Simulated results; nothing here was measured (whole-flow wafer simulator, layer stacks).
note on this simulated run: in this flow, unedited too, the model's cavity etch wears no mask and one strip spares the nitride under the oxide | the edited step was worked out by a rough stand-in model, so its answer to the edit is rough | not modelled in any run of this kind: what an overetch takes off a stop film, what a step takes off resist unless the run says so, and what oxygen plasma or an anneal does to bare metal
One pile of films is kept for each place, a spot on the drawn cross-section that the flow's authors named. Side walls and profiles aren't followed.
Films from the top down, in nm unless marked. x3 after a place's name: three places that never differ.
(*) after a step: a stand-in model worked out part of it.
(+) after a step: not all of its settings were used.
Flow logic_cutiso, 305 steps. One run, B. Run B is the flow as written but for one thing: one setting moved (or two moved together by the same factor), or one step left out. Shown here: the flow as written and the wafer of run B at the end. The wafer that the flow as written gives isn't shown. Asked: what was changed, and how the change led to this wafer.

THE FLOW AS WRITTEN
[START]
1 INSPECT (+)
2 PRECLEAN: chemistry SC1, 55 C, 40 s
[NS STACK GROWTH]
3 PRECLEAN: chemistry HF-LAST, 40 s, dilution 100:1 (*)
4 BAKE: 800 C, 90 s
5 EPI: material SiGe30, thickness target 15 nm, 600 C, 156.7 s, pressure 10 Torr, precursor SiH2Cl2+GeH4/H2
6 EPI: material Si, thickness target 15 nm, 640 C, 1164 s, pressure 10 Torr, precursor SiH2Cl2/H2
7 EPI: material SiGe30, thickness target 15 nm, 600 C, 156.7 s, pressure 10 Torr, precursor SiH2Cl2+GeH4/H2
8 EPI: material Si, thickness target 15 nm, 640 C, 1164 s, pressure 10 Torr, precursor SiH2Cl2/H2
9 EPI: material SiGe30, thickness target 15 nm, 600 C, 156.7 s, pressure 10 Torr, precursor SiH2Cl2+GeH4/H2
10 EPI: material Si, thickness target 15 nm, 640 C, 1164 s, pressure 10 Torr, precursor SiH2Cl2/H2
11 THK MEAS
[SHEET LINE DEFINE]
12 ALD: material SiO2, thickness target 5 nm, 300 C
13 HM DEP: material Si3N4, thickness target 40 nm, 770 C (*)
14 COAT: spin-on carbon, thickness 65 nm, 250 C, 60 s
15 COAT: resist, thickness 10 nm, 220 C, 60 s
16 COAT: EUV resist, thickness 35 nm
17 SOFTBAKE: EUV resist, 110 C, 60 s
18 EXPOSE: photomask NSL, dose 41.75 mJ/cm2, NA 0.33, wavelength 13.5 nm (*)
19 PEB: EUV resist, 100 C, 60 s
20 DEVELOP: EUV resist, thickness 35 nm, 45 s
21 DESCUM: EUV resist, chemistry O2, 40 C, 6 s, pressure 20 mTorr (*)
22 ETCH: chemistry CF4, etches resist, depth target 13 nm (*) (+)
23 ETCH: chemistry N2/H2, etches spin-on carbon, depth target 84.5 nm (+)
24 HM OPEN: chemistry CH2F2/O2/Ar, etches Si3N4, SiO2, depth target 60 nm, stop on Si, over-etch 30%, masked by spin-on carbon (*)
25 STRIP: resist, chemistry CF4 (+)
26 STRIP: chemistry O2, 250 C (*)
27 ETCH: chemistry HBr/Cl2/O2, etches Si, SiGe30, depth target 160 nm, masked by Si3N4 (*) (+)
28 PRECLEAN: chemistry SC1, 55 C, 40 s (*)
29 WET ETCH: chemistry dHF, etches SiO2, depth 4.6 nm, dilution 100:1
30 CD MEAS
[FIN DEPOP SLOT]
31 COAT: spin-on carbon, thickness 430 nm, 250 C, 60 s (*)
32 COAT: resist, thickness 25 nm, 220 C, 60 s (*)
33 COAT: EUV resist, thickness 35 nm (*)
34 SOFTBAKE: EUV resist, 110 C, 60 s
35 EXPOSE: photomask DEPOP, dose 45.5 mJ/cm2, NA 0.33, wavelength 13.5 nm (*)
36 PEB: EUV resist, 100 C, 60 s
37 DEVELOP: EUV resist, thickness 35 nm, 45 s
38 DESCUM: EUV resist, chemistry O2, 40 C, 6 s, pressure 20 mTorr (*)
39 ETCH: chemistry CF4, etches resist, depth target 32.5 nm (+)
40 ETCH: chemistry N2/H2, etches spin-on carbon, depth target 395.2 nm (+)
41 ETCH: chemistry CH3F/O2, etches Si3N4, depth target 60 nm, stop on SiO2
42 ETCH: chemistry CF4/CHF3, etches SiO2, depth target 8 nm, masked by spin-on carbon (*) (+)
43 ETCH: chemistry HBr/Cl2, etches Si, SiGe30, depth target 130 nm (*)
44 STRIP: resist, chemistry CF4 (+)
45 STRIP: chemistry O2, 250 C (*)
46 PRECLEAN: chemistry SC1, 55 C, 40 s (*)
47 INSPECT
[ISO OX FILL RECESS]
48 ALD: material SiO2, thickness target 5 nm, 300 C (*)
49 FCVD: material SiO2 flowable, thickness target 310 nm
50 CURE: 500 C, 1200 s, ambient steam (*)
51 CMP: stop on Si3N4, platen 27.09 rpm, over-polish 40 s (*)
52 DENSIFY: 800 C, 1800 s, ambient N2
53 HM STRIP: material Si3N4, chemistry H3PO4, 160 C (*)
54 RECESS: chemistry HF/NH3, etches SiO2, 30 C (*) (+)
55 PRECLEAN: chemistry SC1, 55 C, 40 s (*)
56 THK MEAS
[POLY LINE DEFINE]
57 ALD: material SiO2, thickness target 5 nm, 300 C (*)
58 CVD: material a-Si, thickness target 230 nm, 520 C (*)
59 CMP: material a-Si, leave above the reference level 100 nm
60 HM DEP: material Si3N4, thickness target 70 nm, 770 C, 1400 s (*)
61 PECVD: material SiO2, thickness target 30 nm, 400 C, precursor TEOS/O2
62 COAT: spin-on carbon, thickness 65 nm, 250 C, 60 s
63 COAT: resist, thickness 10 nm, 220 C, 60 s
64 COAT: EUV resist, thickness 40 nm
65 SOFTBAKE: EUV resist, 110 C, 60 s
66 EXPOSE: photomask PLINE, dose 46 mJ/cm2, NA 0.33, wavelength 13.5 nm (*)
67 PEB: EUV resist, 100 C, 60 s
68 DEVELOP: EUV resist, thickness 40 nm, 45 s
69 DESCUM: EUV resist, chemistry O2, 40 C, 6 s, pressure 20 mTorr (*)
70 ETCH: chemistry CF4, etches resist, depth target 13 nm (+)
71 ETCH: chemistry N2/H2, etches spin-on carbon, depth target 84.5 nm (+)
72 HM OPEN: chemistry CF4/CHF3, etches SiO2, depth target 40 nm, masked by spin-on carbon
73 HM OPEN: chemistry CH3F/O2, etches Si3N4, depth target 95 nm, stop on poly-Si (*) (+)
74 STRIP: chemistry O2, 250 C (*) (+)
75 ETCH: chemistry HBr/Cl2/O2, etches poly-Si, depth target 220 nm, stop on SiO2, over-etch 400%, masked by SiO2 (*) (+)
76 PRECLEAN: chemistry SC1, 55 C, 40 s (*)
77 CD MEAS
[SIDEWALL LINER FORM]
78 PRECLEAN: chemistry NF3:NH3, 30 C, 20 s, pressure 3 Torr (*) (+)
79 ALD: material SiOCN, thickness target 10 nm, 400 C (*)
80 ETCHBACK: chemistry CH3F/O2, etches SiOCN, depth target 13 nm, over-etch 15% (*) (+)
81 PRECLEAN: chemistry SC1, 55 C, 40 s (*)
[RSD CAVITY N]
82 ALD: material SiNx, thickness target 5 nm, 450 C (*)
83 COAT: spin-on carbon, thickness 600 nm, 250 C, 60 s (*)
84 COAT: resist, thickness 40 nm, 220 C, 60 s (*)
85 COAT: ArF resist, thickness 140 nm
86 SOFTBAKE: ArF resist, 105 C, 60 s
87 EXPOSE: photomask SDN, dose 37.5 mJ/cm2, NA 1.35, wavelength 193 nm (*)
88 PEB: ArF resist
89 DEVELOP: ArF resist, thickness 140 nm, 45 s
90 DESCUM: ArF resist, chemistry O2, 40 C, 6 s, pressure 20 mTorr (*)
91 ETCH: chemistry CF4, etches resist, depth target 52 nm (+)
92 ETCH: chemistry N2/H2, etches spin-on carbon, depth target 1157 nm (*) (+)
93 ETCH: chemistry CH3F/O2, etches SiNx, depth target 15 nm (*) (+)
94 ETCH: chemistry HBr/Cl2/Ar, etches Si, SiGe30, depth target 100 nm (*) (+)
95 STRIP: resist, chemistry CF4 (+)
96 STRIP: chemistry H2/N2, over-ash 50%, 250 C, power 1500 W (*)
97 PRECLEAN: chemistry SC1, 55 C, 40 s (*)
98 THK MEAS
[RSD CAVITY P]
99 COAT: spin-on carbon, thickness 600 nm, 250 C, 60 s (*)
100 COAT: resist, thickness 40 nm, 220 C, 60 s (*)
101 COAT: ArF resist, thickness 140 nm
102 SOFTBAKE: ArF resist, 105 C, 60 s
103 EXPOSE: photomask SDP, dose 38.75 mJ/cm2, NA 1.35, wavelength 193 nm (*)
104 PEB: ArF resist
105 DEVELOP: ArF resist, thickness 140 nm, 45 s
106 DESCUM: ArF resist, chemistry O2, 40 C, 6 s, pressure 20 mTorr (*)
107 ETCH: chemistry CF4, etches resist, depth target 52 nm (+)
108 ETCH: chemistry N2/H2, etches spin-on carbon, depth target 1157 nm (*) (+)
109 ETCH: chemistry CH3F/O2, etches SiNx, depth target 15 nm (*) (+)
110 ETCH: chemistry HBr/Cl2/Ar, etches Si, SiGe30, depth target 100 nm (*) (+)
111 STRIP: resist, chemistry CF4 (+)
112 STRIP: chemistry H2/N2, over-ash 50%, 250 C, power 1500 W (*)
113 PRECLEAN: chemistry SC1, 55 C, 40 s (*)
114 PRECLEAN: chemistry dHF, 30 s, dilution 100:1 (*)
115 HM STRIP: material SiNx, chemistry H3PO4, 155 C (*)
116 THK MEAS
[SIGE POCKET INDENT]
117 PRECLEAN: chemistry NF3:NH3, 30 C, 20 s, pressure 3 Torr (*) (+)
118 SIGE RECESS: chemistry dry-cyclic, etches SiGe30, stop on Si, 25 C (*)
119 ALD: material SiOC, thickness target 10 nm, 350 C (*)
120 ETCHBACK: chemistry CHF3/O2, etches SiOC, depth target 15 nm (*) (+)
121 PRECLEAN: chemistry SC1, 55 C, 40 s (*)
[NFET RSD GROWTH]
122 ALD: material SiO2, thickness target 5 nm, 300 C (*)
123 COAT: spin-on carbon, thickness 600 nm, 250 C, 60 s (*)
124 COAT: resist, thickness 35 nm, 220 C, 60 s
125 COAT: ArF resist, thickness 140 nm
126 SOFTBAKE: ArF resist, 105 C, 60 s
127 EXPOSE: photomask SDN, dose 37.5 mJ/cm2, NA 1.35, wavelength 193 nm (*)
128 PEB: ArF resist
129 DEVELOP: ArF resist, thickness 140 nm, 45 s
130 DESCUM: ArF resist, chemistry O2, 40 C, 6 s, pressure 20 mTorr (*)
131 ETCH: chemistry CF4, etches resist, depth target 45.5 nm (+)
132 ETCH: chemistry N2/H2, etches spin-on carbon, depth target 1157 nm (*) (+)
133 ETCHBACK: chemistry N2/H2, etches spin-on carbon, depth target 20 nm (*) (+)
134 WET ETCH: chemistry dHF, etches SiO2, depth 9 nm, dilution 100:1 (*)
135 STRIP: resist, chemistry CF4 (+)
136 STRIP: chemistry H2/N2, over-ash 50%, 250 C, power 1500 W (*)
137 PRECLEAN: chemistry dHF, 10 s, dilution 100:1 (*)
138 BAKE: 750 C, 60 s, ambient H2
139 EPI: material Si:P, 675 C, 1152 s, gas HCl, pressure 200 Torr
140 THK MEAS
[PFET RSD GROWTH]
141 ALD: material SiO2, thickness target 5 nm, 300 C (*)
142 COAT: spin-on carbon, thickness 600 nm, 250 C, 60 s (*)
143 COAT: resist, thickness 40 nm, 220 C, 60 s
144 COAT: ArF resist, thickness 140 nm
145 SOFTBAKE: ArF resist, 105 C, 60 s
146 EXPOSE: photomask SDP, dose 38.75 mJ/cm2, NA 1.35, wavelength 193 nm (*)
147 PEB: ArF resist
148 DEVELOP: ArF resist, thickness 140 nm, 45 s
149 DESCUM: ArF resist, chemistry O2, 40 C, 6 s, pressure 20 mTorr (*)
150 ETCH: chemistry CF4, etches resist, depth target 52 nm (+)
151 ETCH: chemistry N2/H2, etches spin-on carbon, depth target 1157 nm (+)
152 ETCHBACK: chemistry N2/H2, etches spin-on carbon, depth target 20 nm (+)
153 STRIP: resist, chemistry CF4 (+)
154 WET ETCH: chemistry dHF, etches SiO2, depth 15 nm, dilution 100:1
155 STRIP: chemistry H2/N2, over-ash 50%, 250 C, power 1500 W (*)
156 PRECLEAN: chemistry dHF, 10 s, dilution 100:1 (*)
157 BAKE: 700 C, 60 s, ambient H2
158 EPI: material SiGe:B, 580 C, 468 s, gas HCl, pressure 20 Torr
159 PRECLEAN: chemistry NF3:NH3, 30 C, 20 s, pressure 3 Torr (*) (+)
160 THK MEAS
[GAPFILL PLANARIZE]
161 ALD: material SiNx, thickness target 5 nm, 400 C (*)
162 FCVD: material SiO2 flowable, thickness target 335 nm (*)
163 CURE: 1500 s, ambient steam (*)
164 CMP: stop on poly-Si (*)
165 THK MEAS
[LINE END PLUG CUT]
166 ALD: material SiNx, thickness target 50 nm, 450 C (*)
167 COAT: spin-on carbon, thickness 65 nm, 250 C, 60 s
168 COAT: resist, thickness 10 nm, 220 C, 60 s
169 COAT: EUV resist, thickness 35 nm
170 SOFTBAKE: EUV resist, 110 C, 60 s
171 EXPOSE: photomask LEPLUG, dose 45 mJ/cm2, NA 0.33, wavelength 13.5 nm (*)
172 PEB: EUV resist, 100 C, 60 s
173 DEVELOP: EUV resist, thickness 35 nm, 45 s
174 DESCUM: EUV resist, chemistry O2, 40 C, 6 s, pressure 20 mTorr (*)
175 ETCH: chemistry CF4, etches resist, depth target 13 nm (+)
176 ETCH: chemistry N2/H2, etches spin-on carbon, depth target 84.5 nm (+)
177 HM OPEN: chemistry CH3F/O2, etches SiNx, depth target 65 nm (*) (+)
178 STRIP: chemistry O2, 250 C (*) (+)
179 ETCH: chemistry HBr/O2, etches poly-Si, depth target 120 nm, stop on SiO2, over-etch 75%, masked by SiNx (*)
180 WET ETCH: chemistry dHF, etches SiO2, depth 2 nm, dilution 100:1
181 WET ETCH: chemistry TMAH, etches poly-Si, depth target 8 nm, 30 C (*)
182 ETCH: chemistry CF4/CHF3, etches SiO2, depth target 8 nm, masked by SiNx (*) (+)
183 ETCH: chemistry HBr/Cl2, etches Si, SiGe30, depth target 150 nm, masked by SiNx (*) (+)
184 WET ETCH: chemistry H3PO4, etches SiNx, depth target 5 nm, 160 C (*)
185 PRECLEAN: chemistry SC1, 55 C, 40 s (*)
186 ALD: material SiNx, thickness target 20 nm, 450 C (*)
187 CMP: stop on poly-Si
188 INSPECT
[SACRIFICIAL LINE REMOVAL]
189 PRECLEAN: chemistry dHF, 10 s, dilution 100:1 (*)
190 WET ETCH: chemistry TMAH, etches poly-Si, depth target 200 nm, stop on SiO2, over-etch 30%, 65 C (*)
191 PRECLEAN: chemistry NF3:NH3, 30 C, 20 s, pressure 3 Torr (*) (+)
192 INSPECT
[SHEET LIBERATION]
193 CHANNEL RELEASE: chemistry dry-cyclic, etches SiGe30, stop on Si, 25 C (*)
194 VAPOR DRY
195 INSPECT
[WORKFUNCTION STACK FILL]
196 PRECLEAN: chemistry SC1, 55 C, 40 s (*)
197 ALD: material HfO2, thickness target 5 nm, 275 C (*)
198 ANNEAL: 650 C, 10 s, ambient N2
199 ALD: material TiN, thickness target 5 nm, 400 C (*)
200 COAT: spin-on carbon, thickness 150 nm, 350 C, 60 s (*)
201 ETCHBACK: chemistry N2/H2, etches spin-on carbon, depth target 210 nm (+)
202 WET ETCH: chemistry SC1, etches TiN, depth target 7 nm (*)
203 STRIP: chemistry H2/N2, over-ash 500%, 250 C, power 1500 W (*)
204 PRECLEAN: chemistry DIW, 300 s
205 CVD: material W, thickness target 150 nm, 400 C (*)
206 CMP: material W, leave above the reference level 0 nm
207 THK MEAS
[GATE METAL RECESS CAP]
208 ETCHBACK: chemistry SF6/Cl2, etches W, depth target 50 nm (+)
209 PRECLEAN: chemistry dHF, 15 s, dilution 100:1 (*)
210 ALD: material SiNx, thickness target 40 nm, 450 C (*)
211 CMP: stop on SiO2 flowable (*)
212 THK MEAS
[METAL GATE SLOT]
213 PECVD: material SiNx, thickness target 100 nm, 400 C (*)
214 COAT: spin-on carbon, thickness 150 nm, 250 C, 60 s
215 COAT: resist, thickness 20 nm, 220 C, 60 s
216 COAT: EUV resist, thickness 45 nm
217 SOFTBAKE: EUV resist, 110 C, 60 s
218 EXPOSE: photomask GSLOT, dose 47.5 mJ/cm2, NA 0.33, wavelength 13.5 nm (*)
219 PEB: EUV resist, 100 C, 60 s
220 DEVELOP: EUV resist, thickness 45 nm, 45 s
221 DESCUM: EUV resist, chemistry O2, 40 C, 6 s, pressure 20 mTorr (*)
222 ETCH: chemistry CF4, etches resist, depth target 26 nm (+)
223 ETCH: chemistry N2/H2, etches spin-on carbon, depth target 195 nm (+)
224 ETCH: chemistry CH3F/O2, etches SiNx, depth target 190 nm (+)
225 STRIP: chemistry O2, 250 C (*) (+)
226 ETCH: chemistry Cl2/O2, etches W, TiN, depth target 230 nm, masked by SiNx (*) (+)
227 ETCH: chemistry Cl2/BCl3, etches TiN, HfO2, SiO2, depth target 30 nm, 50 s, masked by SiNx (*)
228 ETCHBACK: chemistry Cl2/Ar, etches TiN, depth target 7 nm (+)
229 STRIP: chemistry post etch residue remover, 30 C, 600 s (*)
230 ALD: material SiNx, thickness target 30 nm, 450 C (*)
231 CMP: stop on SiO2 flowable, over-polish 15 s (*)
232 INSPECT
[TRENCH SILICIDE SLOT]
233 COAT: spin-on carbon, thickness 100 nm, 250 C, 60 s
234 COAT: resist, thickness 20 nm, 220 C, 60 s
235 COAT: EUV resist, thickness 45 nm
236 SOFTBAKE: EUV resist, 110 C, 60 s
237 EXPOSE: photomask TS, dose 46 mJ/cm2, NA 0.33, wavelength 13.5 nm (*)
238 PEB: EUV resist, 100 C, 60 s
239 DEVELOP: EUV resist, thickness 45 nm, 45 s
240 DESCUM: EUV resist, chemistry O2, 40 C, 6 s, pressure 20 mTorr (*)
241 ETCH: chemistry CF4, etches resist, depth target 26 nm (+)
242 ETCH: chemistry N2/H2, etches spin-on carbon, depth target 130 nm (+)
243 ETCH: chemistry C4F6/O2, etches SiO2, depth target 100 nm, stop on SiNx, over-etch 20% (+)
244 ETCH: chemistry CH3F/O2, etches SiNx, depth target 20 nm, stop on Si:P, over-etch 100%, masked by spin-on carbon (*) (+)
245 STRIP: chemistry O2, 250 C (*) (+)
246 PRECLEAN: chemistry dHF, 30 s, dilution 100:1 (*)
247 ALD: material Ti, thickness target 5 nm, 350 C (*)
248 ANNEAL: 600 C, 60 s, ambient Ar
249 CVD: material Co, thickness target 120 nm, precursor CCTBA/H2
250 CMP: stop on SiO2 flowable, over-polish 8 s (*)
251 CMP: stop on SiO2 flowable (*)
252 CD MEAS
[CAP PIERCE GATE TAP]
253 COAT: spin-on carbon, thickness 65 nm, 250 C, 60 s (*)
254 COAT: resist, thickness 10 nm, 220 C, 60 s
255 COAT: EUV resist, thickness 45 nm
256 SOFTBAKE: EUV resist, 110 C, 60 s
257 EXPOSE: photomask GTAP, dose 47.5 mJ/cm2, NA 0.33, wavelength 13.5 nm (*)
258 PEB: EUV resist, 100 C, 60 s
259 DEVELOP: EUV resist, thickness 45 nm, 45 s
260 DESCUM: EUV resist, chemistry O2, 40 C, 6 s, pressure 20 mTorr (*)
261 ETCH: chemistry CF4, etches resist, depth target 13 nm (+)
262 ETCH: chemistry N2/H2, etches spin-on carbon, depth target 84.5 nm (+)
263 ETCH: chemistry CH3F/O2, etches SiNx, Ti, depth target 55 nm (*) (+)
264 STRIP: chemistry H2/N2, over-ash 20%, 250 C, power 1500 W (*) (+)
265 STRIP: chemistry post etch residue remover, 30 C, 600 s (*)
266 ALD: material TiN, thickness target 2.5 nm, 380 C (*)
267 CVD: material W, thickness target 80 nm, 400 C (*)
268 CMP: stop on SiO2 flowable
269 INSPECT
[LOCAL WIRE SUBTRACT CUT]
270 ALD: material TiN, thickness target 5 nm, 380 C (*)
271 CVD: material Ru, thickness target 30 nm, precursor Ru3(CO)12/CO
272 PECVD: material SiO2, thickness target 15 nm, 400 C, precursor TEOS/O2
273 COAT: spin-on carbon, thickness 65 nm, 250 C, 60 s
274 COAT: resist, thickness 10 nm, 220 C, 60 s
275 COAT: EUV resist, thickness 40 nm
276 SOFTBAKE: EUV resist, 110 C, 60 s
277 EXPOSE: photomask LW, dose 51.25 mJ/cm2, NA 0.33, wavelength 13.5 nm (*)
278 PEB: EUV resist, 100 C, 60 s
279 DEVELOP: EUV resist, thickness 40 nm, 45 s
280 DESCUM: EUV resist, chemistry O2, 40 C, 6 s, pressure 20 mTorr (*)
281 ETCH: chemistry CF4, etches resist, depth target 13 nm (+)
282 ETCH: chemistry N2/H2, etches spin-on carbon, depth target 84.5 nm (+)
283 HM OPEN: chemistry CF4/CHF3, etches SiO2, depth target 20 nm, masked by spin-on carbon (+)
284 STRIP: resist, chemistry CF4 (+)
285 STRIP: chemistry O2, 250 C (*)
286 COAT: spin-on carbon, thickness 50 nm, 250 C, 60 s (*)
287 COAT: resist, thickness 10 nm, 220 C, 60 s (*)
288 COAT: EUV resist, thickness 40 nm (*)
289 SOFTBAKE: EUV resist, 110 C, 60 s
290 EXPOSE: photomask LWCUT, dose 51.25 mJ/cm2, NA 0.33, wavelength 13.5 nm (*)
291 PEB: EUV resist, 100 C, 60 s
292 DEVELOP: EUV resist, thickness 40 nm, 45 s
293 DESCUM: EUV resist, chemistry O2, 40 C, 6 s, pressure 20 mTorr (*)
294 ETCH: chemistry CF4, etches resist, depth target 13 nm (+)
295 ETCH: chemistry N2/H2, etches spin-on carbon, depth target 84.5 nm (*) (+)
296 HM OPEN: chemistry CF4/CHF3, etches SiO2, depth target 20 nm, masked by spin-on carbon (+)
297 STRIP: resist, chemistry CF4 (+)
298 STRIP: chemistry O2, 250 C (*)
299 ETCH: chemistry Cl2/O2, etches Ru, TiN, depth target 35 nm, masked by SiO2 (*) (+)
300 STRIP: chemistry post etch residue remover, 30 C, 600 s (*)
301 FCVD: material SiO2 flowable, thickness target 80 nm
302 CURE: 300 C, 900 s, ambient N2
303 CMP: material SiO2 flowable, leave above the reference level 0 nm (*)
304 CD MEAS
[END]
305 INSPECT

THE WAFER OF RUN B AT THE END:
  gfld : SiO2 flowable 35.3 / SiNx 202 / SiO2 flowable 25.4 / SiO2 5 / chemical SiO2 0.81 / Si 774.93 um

The cause: step 227, ETCH: depth target 43.5 nm was run, where the flow has depth target 30 nm; step 227, ETCH: 72.5 s was run, where the flow has 50 s.

How the change led to this, step by step:
  227 ETCH: chemistry Cl2/BCl3, etches TiN, HfO2, SiO2, depth target 30 nm, 50 s, masked by SiNx (*)
      depop, dpovl, gl and 18 more: SiNx -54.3 (as written it would be: SiNx -37.4)
      gfld: HfO2 -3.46 (all of it), SiO2 flowable -40 (as written it would be: HfO2 -3.46 (all of it), SiO2 flowable -26.5)
  231 CMP: stop on SiO2 flowable, over-polish 15 s (*)
      depop, dpovl, gfld and 10 more: SiNx -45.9 (as written it would be: SiNx -62.7)
      lnr, lnri, lnrp, lnrt: SiNx -44.1 (all of it), SiOCN -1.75 (as written it would be: SiNx -61 (all of it), SiOCN -1.75)
      (and at 5 more places)
